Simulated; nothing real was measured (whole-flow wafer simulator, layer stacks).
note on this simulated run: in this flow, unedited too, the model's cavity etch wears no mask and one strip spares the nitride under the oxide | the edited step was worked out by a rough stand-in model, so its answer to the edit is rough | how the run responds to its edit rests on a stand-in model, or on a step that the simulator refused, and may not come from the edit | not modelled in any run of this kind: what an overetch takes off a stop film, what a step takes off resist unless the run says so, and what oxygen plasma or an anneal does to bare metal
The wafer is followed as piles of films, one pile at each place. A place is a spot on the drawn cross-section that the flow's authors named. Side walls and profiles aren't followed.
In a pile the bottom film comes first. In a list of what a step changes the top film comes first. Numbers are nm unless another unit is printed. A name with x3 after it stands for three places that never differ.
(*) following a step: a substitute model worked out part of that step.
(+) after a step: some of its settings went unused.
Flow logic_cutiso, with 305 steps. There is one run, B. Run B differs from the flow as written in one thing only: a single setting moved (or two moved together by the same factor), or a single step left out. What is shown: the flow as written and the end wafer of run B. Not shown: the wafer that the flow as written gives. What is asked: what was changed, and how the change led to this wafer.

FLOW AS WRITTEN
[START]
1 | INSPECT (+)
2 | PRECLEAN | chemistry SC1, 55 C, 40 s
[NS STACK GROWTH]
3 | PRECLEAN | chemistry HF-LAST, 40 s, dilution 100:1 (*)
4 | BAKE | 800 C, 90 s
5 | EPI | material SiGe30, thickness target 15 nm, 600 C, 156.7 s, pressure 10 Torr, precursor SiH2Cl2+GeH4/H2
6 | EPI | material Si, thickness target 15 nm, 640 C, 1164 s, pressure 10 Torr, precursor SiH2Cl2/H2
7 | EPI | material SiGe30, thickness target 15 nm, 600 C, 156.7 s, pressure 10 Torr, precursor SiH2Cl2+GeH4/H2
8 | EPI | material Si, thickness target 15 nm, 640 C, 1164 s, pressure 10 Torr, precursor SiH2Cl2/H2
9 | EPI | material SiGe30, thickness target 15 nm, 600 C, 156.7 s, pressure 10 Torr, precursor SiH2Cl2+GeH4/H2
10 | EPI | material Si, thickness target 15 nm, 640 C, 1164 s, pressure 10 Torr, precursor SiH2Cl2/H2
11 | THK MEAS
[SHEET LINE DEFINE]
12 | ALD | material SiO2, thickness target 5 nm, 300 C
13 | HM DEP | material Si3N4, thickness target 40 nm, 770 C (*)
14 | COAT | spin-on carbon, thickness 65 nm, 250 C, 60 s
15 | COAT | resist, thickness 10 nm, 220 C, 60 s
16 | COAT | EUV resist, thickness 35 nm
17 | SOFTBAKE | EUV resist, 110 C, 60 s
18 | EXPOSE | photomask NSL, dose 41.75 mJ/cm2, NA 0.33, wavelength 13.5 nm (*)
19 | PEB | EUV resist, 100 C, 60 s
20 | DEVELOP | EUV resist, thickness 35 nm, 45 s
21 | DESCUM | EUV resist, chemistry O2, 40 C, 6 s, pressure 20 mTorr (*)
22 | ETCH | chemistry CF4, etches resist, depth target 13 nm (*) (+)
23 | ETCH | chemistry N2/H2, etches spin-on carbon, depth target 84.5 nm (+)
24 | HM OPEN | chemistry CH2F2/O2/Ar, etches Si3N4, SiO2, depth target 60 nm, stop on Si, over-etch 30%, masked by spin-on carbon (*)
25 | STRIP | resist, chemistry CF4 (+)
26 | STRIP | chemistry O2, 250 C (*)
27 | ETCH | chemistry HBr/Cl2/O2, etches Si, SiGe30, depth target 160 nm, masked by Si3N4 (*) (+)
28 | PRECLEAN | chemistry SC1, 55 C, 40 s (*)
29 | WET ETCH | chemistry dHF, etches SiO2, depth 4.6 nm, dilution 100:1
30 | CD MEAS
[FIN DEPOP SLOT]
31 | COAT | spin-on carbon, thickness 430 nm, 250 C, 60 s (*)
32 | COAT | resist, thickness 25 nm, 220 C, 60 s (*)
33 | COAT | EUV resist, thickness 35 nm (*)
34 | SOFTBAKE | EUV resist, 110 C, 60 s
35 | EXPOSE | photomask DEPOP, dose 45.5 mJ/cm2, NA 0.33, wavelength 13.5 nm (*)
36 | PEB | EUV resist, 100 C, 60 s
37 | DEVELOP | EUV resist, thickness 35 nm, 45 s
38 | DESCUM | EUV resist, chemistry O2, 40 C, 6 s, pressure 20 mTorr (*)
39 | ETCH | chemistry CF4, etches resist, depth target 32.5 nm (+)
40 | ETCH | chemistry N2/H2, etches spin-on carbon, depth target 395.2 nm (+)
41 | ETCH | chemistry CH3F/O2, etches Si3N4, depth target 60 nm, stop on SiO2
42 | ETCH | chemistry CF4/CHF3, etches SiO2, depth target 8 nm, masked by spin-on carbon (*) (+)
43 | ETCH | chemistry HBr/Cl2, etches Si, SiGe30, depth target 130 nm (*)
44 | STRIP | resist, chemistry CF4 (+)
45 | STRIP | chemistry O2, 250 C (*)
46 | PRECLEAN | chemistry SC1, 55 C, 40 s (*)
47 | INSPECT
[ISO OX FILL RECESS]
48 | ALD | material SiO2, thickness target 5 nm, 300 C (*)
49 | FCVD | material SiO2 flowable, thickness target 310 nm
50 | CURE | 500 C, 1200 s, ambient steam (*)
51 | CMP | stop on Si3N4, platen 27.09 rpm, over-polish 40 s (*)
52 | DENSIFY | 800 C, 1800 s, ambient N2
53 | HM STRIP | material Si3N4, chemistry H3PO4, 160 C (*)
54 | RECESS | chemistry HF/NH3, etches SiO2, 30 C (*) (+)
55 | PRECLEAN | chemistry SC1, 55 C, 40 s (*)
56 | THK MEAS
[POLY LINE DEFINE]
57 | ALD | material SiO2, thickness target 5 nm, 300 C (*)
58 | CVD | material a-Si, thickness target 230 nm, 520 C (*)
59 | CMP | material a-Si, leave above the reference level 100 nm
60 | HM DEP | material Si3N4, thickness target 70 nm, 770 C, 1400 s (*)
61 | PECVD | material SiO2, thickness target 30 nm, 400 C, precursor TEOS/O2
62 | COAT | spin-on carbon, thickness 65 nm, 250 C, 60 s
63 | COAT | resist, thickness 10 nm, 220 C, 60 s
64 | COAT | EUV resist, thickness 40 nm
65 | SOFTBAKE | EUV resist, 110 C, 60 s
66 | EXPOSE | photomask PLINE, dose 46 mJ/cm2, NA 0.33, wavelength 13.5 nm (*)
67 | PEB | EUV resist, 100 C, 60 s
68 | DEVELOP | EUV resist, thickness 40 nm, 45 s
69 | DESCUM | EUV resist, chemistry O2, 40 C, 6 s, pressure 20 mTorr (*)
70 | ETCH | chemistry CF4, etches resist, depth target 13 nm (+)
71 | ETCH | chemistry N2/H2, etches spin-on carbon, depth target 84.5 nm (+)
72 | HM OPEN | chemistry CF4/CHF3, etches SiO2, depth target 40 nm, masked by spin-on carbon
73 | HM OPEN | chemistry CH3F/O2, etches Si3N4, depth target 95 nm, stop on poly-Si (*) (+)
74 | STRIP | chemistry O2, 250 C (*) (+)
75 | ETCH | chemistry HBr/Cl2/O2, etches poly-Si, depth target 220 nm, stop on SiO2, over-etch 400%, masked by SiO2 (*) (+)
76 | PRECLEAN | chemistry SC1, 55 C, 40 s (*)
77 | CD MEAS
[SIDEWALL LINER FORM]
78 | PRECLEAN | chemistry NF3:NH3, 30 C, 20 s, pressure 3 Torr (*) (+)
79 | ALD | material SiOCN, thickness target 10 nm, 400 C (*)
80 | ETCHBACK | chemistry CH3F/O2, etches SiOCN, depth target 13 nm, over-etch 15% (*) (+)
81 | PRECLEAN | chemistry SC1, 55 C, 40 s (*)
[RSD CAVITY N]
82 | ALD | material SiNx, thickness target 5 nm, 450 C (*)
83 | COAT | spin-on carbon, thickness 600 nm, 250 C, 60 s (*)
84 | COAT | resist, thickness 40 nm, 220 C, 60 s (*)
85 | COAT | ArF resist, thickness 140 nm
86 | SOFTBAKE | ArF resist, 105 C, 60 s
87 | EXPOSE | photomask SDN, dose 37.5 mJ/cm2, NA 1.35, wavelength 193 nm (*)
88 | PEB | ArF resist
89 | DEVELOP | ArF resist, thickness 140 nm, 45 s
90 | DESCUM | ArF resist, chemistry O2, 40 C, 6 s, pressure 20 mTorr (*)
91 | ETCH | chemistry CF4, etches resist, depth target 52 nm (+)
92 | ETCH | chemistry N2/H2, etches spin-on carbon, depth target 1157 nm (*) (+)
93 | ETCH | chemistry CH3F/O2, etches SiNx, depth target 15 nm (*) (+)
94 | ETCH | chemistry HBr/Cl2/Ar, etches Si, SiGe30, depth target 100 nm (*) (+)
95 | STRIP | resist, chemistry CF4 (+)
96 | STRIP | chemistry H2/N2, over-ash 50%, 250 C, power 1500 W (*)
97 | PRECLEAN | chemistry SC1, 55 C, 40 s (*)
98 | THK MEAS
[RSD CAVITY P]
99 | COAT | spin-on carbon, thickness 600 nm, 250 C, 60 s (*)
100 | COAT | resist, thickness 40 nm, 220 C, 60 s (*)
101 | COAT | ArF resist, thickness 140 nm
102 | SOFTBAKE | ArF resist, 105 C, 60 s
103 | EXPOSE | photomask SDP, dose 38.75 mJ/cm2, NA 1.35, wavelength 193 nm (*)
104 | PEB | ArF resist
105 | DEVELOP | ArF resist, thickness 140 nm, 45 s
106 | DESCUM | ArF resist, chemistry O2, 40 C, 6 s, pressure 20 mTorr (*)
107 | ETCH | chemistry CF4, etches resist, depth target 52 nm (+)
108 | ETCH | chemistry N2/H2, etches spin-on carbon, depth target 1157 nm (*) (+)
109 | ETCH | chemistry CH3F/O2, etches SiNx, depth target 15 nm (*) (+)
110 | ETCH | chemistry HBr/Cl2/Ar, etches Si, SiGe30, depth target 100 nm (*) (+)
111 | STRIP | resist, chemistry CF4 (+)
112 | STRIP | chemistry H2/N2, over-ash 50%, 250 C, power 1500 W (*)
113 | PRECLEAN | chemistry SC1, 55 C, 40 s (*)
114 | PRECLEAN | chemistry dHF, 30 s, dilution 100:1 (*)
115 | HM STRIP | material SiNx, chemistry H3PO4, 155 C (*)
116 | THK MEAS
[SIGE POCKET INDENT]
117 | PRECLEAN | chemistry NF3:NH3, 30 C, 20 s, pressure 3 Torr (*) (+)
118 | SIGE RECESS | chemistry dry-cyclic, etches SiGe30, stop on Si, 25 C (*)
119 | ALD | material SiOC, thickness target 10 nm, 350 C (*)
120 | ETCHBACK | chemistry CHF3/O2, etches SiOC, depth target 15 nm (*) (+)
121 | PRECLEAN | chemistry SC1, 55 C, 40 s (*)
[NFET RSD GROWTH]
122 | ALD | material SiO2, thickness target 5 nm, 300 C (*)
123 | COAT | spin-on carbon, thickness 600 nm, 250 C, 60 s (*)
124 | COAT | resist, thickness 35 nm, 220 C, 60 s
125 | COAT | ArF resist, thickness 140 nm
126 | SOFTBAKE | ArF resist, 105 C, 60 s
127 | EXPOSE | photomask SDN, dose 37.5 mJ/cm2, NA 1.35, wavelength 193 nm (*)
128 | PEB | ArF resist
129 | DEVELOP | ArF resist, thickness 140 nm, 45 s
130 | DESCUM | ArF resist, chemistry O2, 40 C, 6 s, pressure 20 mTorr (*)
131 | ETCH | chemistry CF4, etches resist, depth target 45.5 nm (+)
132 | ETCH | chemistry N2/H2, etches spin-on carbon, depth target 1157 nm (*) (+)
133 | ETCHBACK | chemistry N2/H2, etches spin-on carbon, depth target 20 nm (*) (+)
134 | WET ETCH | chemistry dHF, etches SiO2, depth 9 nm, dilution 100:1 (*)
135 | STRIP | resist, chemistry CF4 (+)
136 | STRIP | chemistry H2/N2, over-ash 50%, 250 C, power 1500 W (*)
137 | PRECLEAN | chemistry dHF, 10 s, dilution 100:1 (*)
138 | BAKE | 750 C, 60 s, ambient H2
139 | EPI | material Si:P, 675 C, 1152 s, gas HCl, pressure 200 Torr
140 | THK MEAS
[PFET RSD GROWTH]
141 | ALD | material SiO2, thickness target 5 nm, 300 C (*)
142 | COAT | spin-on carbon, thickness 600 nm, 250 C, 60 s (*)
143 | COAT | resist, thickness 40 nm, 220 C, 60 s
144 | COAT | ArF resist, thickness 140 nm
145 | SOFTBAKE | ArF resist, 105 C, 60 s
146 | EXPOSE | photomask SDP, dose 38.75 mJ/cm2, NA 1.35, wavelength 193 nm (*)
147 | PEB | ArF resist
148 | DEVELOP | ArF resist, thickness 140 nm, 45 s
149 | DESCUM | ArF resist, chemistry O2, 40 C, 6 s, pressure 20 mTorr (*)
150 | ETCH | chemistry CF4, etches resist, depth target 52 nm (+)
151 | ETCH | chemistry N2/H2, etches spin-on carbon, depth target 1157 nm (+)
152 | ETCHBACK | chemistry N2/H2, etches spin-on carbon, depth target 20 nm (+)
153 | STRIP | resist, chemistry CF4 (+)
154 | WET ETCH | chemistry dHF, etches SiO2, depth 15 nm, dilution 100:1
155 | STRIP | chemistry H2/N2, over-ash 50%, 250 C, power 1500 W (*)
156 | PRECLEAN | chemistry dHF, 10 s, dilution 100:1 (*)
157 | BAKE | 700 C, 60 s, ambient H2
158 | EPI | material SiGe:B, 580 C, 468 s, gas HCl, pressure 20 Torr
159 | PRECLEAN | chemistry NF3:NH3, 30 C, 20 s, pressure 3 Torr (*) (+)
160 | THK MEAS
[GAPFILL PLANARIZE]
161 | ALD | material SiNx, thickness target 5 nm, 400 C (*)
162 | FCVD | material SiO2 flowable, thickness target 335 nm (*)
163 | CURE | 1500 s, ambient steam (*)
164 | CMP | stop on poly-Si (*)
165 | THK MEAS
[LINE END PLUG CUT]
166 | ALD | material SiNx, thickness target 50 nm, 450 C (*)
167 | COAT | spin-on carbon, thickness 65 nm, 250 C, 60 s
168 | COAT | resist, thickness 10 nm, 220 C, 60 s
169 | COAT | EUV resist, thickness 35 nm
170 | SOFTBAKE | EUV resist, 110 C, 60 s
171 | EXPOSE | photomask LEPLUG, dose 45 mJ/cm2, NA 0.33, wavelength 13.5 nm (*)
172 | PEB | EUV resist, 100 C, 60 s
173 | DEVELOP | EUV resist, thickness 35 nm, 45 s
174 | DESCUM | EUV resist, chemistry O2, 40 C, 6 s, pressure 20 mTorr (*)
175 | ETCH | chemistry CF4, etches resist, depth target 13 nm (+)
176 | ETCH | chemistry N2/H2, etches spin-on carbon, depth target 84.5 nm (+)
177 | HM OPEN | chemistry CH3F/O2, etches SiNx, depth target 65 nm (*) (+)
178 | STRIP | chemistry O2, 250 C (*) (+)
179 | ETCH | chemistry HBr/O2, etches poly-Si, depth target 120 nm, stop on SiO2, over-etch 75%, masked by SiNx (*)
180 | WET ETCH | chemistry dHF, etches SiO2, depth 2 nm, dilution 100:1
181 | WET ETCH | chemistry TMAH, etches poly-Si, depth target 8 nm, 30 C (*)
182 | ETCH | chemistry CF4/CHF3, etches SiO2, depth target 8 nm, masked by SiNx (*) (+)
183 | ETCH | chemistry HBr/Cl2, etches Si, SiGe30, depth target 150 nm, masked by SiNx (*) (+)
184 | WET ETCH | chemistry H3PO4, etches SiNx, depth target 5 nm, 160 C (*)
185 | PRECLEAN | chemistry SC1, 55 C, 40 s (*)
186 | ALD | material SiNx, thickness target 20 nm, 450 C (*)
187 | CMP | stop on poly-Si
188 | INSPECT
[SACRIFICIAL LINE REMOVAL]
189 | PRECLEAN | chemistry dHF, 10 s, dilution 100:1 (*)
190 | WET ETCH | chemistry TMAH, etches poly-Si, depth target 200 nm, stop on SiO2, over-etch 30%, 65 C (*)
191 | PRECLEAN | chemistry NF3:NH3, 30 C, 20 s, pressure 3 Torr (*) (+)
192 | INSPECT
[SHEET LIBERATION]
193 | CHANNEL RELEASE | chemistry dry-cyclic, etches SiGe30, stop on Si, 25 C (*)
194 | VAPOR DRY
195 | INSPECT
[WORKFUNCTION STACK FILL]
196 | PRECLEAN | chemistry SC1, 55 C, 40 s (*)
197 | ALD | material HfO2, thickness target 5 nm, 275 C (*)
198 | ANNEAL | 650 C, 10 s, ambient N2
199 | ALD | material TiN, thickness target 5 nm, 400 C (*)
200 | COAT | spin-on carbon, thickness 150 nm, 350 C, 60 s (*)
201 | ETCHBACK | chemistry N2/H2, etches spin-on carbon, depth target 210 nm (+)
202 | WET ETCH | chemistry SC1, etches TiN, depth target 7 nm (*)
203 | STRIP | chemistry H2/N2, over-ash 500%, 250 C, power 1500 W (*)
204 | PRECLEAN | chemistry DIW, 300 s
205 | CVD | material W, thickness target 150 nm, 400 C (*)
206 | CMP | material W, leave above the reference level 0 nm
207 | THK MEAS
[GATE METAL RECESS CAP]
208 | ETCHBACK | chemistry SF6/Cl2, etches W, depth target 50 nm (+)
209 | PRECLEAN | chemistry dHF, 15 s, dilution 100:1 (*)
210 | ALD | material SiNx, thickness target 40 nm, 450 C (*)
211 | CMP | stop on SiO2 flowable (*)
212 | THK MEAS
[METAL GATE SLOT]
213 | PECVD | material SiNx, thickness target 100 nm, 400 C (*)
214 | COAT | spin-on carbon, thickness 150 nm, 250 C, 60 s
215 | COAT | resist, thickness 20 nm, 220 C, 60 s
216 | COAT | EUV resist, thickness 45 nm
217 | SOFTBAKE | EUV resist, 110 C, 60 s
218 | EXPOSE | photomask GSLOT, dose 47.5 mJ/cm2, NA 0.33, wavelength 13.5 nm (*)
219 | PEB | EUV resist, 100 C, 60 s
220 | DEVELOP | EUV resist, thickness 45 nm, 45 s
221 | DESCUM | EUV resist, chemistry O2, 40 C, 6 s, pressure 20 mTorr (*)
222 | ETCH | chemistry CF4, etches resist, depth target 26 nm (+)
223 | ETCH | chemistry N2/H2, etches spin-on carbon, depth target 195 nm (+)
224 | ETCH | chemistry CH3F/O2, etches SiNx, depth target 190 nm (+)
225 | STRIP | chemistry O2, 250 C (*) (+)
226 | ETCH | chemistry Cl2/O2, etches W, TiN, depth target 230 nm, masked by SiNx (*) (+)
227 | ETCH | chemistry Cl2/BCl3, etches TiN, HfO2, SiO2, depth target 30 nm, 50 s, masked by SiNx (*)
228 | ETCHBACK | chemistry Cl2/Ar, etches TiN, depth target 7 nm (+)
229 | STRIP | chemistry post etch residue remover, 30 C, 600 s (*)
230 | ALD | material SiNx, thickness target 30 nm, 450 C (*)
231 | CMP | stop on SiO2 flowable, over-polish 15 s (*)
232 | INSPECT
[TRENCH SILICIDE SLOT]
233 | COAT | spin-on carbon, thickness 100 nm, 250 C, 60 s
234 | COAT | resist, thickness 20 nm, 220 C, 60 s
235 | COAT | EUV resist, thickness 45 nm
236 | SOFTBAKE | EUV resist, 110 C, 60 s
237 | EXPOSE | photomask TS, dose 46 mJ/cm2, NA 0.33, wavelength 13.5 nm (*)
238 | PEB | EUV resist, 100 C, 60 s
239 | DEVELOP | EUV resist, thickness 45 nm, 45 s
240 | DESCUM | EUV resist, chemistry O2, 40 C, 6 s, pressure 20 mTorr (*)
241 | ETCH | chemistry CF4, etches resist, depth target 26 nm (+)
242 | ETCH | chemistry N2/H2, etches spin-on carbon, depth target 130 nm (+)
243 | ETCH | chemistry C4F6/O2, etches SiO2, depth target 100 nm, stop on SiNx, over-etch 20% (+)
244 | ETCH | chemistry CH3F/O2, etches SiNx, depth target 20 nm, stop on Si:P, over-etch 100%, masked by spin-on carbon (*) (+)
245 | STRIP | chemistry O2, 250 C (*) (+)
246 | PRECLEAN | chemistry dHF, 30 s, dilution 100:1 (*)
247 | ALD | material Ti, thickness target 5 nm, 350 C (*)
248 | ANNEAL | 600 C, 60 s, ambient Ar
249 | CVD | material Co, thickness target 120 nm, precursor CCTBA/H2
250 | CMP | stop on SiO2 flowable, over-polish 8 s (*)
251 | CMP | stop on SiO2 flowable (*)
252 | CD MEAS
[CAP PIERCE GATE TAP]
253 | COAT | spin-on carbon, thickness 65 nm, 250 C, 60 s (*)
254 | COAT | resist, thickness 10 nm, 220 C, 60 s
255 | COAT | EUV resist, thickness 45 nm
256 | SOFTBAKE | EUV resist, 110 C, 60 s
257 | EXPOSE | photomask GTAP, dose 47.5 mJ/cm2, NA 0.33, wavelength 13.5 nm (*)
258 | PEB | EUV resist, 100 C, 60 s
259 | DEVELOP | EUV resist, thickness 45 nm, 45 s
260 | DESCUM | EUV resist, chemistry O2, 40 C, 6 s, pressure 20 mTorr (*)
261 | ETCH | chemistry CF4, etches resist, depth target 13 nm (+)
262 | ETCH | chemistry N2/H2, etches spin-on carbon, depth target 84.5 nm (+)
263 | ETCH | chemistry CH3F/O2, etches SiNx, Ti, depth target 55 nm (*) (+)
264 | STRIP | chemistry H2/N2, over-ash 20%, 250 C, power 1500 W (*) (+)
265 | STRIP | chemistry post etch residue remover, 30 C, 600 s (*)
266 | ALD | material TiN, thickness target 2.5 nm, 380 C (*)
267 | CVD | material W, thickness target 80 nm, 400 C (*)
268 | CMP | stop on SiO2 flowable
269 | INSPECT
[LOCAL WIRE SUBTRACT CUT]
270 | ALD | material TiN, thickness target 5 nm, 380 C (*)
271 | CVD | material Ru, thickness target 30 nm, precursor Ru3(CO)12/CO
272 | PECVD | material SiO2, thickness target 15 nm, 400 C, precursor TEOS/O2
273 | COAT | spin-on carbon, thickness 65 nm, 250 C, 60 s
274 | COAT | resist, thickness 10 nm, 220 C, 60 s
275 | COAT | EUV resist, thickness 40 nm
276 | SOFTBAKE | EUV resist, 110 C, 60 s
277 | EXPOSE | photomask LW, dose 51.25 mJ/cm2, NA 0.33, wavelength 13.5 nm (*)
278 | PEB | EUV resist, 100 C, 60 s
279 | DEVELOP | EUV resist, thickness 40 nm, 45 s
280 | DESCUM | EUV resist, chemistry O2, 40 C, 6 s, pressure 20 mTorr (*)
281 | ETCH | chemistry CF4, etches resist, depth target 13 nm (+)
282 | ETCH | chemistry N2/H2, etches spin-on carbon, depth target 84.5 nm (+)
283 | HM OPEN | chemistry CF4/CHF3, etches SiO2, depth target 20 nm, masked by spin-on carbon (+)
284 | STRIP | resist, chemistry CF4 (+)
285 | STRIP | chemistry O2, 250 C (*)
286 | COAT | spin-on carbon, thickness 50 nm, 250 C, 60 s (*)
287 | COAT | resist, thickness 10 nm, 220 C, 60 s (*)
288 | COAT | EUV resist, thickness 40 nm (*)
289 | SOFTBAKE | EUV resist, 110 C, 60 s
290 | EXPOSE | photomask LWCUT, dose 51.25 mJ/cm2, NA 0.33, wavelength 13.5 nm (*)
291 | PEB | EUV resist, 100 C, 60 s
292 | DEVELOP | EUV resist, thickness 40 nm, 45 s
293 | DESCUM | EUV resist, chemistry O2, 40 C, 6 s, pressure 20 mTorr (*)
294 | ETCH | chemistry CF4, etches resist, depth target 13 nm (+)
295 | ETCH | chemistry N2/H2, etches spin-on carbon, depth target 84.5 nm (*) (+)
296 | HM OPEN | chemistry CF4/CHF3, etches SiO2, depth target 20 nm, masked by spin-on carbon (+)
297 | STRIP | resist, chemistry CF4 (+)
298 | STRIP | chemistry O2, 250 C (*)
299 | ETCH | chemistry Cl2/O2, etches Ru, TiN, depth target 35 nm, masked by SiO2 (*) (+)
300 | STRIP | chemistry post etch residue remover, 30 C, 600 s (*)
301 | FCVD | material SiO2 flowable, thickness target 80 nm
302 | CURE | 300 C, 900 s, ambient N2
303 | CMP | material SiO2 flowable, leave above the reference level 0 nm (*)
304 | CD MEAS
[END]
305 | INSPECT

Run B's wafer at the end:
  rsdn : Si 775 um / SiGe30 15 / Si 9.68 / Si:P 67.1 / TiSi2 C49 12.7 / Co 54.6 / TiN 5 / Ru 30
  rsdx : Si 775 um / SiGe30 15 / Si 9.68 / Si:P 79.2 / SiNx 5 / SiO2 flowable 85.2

Cause: step 94, ETCH: depth target 50 nm was run, while the flow as written has depth target 100 nm.

The path from the change to this, step by step:
  94 | ETCH | chemistry HBr/Cl2/Ar, etches Si, SiGe30, depth target 100 nm (*) (+)
      rsdn, rsdx: -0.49 chemical SiO2 (all of it), -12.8 Si (all of it), -15 SiGe30 (all of it), -15 Si (all of it), -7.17 SiGe30 (in the flow as written it would be: -0.49 chemical SiO2 (all of it), -12.8 Si (all of it), -15 SiGe30 (all of it), -15 Si (all of it), -15 SiGe30 (all of it), -15 Si (all of it), -15 SiGe30 (all of it), -12.2 Si)
  99 | COAT | spin-on carbon, thickness 600 nm, 250 C, 60 s (*)
      rsdn: +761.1 spin-on carbon (new film) (in the flow as written it would be: +802.8 spin-on carbon (new film))
      rsdx: +761 spin-on carbon (new film) (in the flow as written it would be: +802.8 spin-on carbon (new film))
  112 | STRIP | chemistry H2/N2, over-ash 50%, 250 C, power 1500 W (*)
      rsdn: -761.1 spin-on carbon (all of it) (in the flow as written it would be: -802.8 spin-on carbon (all of it))
      rsdx: -761 spin-on carbon (all of it) (in the flow as written it would be: -802.8 spin-on carbon (all of it))
  115 | HM STRIP | material SiNx, chemistry H3PO4, 155 C (*)
      rsdn, rsdx: +0.5 chemical SiO2 (new film), -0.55 SiGe30 (in the flow as written it would be: +0.5 chemical SiO2 (new film), -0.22 Si)
  118 | SIGE RECESS | chemistry dry-cyclic, etches SiGe30, stop on Si, 25 C (*)
      rsdn, rsdx: -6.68 SiGe30 (all of it) (in the flow as written it would be: nothing)
  120 | ETCHBACK | chemistry CHF3/O2, etches SiOC, depth target 15 nm (*) (+)
      rsdn, rsdx: -10 SiOC (all of it), -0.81 Si (in the flow as written it would be: -10 SiOC (all of it))
  123 | COAT | spin-on carbon, thickness 600 nm, 250 C, 60 s (*)
      rsdn, rsdx: +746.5 spin-on carbon (new film) (in the flow as written it would be: +783.3 spin-on carbon (new film))
  132 | ETCH | chemistry N2/H2, etches spin-on carbon, depth target 1157 nm (*) (+)
      rsdn, rsdx: -741.2 spin-on carbon (all of it), -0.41 SiO2 (in the flow as written it would be: -778.1 spin-on carbon (all of it))
      depop, dpovl, gfld and 12 more: -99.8 ArF resist (all of it), -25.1 resist (in the flow as written it would be: -99.8 ArF resist (all of it), -25.7 resist)
  135 | STRIP | resist, chemistry CF4 (+)
      rsdn, rsdx: -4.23 Si (in the flow as written it would be: nothing)
      depop, dpovl, isow, ns, nsgap, rsdp: -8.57 resist (all of it) (in the flow as written it would be: -7.93 resist (all of it))
      (and at 14 other places as well)
  139 | EPI | material Si:P, 675 C, 1152 s, gas HCl, pressure 200 Torr
      rsdn, rsdx: +79.2 Si:P (new film) (in the flow as written it would be: +116.9 Si:P (new film))
